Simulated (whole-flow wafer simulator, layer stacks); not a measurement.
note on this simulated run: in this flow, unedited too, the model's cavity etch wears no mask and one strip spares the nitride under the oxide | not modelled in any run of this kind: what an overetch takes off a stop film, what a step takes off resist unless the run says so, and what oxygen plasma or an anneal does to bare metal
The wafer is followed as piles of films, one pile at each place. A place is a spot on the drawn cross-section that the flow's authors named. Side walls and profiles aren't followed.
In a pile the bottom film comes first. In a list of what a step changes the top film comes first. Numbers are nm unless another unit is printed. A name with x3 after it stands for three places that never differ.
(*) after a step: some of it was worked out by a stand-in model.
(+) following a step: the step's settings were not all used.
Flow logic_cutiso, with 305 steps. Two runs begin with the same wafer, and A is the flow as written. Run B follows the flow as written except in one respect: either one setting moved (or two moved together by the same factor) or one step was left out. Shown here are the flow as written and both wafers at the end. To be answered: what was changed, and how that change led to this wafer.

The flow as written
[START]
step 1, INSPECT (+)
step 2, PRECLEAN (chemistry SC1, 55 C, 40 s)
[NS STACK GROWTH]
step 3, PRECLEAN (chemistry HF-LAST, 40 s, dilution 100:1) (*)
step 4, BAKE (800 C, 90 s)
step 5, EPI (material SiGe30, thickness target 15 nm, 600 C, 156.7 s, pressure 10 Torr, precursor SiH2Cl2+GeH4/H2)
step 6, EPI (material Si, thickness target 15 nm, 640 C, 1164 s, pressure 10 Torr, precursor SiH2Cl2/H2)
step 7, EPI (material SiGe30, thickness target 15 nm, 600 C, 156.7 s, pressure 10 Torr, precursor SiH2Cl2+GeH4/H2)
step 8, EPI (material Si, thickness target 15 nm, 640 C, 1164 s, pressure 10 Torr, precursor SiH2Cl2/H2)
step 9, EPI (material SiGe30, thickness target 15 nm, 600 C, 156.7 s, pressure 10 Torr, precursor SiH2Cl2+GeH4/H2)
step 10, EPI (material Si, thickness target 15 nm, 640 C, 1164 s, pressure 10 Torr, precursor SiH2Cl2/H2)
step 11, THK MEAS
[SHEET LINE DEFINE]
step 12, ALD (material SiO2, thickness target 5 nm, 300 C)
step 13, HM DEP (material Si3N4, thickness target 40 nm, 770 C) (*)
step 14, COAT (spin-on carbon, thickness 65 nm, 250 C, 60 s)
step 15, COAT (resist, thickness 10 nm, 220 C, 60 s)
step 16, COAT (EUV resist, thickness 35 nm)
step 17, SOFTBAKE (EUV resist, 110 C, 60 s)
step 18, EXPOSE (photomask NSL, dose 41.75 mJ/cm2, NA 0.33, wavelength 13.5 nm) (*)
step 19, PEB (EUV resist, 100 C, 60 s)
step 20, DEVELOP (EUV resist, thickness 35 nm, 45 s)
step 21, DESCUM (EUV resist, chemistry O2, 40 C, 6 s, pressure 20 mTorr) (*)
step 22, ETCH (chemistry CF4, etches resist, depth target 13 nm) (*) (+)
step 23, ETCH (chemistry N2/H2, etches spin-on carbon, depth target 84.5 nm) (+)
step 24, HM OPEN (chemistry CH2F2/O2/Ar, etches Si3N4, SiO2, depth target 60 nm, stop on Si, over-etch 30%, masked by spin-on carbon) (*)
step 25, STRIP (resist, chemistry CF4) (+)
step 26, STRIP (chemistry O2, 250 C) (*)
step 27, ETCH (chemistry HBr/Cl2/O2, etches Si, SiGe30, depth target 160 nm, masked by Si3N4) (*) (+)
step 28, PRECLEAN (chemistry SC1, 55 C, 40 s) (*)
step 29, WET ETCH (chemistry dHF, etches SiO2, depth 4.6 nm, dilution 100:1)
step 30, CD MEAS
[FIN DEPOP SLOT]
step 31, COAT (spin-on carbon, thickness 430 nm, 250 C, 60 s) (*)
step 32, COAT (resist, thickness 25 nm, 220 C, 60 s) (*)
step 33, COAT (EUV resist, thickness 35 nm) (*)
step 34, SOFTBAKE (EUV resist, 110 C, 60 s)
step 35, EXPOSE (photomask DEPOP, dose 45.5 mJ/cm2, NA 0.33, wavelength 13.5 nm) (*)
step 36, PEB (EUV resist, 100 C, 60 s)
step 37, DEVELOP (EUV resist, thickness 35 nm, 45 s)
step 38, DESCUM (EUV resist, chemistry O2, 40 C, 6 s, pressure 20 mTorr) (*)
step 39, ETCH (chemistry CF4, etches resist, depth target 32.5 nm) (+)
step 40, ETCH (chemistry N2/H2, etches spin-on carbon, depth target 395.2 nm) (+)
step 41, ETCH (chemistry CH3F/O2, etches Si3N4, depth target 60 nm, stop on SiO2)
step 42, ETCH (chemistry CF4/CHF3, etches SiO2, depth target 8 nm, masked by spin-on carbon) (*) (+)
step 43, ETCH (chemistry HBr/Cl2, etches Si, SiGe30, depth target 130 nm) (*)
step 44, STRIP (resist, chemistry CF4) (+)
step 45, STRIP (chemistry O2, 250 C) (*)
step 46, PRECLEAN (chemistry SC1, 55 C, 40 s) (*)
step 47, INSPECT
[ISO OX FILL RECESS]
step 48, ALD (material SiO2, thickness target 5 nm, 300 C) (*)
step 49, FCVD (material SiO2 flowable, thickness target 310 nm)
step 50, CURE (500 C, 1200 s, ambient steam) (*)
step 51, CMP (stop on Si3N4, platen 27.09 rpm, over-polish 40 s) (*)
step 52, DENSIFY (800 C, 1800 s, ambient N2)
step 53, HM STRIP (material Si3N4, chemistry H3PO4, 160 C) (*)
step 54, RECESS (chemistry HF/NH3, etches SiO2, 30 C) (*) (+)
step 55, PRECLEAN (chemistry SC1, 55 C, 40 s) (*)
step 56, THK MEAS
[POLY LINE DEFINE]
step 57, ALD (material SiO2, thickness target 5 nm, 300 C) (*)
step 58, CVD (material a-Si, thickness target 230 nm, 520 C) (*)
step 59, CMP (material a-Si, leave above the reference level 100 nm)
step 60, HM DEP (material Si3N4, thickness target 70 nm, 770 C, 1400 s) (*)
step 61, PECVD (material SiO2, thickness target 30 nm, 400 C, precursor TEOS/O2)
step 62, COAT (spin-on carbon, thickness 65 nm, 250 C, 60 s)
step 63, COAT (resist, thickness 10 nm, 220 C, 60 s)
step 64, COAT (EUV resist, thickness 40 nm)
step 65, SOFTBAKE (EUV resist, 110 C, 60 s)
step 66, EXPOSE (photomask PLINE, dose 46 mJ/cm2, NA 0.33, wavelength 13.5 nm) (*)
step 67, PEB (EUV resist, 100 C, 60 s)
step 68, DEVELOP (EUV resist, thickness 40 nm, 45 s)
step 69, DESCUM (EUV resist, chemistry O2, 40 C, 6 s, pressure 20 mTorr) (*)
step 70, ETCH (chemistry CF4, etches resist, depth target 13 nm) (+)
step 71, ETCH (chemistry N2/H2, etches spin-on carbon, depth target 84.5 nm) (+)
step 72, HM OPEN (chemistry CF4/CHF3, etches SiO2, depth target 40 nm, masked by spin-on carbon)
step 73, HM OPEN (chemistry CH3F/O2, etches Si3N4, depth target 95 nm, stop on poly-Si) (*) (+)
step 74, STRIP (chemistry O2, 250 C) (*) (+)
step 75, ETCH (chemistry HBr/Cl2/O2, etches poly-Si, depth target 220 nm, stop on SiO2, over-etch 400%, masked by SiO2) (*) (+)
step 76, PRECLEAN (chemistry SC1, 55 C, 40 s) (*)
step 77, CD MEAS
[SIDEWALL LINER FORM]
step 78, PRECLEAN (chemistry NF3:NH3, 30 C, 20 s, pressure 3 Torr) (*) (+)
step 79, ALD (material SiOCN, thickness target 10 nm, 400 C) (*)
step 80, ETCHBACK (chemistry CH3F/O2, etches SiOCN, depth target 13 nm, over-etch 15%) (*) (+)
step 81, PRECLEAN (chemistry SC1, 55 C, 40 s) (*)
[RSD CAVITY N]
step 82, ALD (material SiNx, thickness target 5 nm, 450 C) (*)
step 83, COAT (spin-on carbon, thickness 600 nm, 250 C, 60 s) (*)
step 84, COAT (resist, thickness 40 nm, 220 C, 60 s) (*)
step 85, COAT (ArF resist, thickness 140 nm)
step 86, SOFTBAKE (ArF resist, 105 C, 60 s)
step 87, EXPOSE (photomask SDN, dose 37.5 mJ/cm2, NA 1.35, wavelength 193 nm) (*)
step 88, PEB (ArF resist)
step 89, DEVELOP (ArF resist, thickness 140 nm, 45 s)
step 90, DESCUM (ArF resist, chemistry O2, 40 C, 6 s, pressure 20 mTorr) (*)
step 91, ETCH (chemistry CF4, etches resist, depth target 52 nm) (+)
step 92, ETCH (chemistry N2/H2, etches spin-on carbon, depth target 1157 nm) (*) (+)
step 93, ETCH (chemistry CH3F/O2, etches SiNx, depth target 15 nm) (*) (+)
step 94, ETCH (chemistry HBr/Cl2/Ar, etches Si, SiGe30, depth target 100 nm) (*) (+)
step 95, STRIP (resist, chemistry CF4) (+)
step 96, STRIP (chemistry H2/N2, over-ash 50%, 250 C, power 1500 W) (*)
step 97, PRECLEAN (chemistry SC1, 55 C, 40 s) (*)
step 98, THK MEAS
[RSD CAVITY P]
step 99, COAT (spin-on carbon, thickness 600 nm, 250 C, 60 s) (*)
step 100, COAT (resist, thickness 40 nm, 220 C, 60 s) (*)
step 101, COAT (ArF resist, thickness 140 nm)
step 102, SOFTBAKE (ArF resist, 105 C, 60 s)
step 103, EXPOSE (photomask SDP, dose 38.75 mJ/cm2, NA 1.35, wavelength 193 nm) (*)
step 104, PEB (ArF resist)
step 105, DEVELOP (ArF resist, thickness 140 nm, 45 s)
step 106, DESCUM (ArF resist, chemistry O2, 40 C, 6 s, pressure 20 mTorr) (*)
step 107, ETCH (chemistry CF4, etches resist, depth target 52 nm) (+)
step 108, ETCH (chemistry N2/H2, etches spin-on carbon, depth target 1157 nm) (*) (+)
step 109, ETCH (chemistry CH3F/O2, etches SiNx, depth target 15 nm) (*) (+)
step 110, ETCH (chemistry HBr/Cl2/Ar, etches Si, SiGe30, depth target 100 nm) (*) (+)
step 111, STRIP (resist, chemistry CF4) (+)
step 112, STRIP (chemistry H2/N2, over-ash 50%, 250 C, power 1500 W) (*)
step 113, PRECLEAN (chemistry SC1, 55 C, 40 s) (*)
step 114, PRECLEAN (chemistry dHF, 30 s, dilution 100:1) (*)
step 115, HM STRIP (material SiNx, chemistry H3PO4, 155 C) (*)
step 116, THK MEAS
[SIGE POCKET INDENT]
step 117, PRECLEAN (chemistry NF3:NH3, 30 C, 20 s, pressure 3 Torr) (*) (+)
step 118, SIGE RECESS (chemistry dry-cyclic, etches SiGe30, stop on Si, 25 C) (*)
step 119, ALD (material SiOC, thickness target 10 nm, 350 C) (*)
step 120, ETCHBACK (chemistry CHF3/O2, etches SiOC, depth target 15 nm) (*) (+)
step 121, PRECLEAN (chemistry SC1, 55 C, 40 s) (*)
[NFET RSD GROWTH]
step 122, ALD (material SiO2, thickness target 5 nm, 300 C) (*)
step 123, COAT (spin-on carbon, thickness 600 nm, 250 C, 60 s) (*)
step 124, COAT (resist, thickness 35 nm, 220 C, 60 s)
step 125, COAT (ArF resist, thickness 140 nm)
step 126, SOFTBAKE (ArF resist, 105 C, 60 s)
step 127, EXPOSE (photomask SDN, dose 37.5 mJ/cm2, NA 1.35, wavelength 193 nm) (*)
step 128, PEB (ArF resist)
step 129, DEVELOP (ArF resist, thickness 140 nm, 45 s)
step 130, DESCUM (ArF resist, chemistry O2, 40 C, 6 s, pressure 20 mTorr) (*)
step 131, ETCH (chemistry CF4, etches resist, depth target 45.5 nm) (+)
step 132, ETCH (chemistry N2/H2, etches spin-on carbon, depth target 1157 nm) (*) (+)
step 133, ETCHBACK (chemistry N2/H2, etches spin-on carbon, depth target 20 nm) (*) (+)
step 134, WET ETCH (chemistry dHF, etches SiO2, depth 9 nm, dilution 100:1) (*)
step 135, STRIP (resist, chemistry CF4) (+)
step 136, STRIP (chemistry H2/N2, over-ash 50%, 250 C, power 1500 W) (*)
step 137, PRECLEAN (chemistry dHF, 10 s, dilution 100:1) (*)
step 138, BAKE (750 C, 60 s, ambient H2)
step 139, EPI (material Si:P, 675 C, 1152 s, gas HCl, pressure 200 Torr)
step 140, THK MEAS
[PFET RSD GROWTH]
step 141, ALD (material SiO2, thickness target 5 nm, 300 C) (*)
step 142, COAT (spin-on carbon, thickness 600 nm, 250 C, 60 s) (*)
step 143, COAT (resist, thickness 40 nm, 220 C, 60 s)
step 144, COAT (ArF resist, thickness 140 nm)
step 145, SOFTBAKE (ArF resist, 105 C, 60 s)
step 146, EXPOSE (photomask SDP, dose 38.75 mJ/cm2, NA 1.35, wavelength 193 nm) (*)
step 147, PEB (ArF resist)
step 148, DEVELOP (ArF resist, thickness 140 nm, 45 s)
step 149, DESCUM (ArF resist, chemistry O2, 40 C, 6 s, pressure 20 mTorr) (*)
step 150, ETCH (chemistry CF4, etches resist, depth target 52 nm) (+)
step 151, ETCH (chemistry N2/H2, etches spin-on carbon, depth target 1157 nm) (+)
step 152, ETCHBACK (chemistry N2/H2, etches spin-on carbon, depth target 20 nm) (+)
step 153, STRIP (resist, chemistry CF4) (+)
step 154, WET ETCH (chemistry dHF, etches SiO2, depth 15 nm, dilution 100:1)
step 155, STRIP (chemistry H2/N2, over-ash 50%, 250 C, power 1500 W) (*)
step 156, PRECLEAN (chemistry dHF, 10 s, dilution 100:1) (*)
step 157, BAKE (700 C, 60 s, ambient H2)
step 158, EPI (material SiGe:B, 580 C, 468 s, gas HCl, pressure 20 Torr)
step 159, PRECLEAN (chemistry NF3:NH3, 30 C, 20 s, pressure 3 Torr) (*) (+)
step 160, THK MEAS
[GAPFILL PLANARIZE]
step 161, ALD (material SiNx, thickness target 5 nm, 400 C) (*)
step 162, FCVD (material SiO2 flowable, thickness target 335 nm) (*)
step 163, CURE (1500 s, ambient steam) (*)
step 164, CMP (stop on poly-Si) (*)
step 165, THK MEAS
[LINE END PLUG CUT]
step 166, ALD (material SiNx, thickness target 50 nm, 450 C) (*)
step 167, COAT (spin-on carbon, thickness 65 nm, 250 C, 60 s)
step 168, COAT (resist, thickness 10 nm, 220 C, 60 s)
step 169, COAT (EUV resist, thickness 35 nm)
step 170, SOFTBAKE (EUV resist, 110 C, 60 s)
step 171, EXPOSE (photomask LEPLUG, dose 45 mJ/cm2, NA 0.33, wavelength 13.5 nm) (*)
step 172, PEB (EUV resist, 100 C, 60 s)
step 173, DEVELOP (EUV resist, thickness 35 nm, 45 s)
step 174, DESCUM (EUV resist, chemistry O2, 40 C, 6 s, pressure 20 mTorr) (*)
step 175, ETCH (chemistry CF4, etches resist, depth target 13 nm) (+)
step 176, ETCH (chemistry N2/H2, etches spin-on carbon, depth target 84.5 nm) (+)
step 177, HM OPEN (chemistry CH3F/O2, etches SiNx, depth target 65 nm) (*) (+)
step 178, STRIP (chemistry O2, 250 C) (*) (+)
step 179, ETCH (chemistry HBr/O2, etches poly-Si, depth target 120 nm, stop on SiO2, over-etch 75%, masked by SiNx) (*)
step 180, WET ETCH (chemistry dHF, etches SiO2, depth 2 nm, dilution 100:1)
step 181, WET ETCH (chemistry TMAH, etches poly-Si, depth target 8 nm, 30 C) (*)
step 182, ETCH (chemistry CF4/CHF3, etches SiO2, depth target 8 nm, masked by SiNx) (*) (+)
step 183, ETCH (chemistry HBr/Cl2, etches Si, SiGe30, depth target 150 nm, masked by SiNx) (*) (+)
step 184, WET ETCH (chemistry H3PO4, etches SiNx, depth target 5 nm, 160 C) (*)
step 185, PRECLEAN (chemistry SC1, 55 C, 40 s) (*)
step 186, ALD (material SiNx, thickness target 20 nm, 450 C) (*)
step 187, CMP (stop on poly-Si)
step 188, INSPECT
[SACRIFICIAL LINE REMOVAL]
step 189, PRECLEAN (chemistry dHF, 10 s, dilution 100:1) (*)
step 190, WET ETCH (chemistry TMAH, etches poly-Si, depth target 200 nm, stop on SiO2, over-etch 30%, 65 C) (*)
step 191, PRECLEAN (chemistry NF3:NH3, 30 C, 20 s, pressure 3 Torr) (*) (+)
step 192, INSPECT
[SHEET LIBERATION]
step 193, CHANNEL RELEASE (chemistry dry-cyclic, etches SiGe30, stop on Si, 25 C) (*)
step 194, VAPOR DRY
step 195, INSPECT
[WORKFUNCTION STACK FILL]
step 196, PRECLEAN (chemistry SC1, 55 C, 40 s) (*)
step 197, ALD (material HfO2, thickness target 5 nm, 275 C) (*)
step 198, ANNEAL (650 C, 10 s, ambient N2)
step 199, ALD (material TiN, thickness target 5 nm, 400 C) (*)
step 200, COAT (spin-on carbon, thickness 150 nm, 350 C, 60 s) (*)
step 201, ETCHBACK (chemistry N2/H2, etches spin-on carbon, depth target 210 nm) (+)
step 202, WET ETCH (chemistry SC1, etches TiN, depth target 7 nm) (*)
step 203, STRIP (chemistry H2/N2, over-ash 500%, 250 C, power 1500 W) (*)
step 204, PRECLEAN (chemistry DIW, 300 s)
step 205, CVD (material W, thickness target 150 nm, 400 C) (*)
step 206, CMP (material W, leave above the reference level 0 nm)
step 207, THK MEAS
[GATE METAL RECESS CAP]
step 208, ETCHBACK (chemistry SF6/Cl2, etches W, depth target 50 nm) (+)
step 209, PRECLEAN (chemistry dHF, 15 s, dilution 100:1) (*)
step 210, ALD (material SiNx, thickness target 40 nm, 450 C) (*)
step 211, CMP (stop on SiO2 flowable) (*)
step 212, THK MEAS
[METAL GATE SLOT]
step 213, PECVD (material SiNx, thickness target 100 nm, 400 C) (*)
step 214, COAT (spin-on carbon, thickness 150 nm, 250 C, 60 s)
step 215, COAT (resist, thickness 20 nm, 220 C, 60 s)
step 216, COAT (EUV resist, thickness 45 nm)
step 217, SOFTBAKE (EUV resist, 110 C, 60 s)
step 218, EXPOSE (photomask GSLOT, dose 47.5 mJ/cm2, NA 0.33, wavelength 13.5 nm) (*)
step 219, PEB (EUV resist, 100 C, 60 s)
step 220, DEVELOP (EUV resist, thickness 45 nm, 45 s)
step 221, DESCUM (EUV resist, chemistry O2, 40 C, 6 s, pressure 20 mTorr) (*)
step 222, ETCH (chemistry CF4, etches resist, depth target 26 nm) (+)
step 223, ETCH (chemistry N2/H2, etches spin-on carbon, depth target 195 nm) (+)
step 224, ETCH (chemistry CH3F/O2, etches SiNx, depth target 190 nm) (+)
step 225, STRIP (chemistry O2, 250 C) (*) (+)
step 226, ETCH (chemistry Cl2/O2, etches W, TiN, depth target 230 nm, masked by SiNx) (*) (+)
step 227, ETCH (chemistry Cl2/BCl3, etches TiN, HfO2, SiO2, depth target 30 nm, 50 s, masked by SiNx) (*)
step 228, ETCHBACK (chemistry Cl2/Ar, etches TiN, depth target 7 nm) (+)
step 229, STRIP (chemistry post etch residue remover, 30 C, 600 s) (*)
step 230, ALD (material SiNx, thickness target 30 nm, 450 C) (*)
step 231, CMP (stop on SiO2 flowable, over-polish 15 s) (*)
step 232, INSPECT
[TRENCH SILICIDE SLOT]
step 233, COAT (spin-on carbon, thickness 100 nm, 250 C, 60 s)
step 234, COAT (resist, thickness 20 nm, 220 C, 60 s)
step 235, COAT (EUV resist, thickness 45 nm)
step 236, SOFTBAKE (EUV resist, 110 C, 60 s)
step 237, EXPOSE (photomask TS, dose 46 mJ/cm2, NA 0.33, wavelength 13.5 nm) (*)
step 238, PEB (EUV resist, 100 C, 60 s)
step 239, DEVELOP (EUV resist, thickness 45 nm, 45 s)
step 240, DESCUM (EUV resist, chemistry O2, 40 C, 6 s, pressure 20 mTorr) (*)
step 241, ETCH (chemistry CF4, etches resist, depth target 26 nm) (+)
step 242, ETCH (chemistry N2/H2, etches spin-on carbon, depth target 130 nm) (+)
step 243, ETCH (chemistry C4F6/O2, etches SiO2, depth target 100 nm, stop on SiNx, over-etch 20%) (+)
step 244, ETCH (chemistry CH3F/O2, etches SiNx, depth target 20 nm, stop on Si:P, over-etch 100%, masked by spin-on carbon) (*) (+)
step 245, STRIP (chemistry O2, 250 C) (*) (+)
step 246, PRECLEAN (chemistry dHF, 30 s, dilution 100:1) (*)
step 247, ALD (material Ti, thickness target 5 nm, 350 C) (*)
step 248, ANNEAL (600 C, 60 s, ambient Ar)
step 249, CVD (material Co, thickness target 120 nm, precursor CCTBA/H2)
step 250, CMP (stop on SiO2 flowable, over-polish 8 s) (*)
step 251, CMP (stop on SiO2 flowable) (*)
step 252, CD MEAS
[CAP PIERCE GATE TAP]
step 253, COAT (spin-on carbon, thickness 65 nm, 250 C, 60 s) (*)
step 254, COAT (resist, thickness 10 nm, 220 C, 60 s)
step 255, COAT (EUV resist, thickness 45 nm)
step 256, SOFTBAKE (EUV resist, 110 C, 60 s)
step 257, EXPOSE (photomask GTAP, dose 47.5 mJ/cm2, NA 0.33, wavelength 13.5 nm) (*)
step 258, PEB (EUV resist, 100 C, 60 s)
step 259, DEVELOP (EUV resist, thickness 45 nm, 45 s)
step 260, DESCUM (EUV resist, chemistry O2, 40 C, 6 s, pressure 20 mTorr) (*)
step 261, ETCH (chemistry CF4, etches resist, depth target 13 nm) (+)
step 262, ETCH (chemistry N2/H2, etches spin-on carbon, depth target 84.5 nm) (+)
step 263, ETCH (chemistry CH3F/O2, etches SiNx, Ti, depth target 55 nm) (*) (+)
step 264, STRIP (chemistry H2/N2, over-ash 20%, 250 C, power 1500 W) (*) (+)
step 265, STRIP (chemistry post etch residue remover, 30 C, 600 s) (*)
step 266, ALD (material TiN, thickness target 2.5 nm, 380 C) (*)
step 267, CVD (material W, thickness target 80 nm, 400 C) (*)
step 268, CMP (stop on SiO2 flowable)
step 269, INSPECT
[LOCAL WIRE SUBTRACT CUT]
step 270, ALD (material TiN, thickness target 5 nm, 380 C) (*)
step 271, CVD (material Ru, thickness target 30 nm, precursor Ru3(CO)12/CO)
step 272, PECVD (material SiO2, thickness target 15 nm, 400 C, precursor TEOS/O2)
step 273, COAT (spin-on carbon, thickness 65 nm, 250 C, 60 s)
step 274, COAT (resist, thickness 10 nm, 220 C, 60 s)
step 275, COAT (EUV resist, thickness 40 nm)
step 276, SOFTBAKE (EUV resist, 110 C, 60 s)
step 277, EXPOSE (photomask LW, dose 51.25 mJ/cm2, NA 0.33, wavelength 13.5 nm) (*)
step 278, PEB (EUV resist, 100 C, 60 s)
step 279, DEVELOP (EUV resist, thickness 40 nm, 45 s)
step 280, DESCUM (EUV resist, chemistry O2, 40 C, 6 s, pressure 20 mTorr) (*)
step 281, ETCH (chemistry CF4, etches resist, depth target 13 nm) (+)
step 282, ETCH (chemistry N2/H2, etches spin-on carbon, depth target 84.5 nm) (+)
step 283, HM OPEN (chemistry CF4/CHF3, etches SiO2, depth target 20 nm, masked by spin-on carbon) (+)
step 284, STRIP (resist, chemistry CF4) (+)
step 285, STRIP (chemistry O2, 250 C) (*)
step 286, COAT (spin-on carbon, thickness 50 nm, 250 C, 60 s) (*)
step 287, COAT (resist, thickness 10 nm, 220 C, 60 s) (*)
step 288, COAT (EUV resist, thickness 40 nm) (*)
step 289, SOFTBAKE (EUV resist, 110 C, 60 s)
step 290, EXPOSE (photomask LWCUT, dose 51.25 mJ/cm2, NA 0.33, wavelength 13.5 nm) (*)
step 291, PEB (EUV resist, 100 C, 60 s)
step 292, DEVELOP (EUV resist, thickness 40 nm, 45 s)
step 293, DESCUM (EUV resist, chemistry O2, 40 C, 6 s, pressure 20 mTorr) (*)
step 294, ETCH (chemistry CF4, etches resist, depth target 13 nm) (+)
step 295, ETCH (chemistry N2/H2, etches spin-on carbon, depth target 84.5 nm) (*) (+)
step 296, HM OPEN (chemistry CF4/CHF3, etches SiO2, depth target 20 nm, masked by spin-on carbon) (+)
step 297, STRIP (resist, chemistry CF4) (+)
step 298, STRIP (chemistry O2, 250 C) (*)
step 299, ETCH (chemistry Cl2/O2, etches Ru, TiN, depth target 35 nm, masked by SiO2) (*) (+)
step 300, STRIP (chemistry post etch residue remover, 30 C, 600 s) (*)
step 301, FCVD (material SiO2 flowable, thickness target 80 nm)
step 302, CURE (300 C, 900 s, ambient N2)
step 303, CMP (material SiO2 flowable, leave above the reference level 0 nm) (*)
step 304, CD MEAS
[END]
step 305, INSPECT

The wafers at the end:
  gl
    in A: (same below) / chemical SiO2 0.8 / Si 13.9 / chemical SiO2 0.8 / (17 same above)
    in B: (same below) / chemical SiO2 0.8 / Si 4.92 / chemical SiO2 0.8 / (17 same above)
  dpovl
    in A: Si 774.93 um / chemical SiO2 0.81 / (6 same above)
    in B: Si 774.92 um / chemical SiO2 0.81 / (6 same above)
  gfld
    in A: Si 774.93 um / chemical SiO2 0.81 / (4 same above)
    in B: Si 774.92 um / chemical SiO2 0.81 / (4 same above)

What caused this: step 6, EPI: thickness target 6 nm was run, though the flow has thickness target 15 nm; step 6, EPI: 465.8 s was run, where the flow has 1164 s.

Step by step, how the change led to this:
  step 6, EPI (material Si, thickness target 15 nm, 640 C, 1164 s, pressure 10 Torr, precursor SiH2Cl2/H2)
      depop, dpovl, gfld and 19 more: A Si gains 15 (new film) | B Si gains 6 (new film)
  step 27, ETCH (chemistry HBr/Cl2/O2, etches Si, SiGe30, depth target 160 nm, masked by Si3N4) (*) (+)
      gfld, gxf, iso, lnri: A chemical SiO2 loses 0.79 (all of it), Si loses 11.4 (all of it), SiGe30 loses 15 (all of it), Si loses 15 (all of it), SiGe30 loses 15 (all of it), Si loses 15 (all of it), SiGe30 loses 15 (all of it), Si loses 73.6 | B chemical SiO2 loses 0.79 (all of it), Si loses 11.4 (all of it), SiGe30 loses 15 (all of it), Si loses 15 (all of it), SiGe30 loses 15 (all of it), Si loses 6 (all of it), SiGe30 loses 15 (all of it), Si loses 82.6
      dpovl, nsgap: A chemical SiO2 loses 0.79 (all of it), Si loses 11.8 (all of it), SiGe30 loses 15 (all of it), Si loses 15 (all of it), SiGe30 loses 15 (all of it), Si loses 15 (all of it), SiGe30 loses 15 (all of it), Si loses 73.2 | B chemical SiO2 loses 0.79 (all of it), Si loses 11.8 (all of it), SiGe30 loses 15 (all of it), Si loses 15 (all of it), SiGe30 loses 15 (all of it), Si loses 6 (all of it), SiGe30 loses 15 (all of it), Si loses 82.2
      (also at 1 further place)
  step 43, ETCH (chemistry HBr/Cl2, etches Si, SiGe30, depth target 130 nm) (*)
      depop: A Si loses 14 (all of it), SiGe30 loses 15 (all of it), Si loses 15 (all of it), SiGe30 loses 15 (all of it), Si loses 15 (all of it), SiGe30 loses 15 (all of it), Si loses 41 | B Si loses 14 (all of it), SiGe30 loses 15 (all of it), Si loses 15 (all of it), SiGe30 loses 15 (all of it), Si loses 6 (all of it), SiGe30 loses 15 (all of it), Si loses 50
  step 94, ETCH (chemistry HBr/Cl2/Ar, etches Si, SiGe30, depth target 100 nm) (*) (+)
      rsdn, rsdx: A chemical SiO2 loses 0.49 (all of it), Si loses 12.8 (all of it), SiGe30 loses 15 (all of it), Si loses 15 (all of it), SiGe30 loses 15 (all of it), Si loses 15 (all of it), SiGe30 loses 15 (all of it), Si loses 12.2 | B chemical SiO2 loses 0.49 (all of it), Si loses 12.8 (all of it), SiGe30 loses 15 (all of it), Si loses 15 (all of it), SiGe30 loses 15 (all of it), Si loses 6 (all of it), SiGe30 loses 15 (all of it), Si loses 21.2
  step 110, ETCH (chemistry HBr/Cl2/Ar, etches Si, SiGe30, depth target 100 nm) (*) (+)
      rsdp, rsdw: A chemical SiO2 loses 0.49 (all of it), Si loses 12.8 (all of it), SiGe30 loses 15 (all of it), Si loses 15 (all of it), SiGe30 loses 15 (all of it), Si loses 15 (all of it), SiGe30 loses 15 (all of it), Si loses 12.2 | B chemical SiO2 loses 0.49 (all of it), Si loses 12.8 (all of it), SiGe30 loses 15 (all of it), Si loses 15 (all of it), SiGe30 loses 15 (all of it), Si loses 6 (all of it), SiGe30 loses 15 (all of it), Si loses 21.2
  step 183, ETCH (chemistry HBr/Cl2, etches Si, SiGe30, depth target 150 nm, masked by SiNx) (*) (+)
      plug: A Si loses 13.6 (all of it), SiGe30 loses 15 (all of it), Si loses 15 (all of it), SiGe30 loses 15 (all of it), Si loses 15 (all of it), SiGe30 loses 15 (all of it), Si loses 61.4 | B Si loses 13.6 (all of it), SiGe30 loses 15 (all of it), Si loses 15 (all of it), SiGe30 loses 15 (all of it), Si loses 6 (all of it), SiGe30 loses 15 (all of it), Si loses 70.4
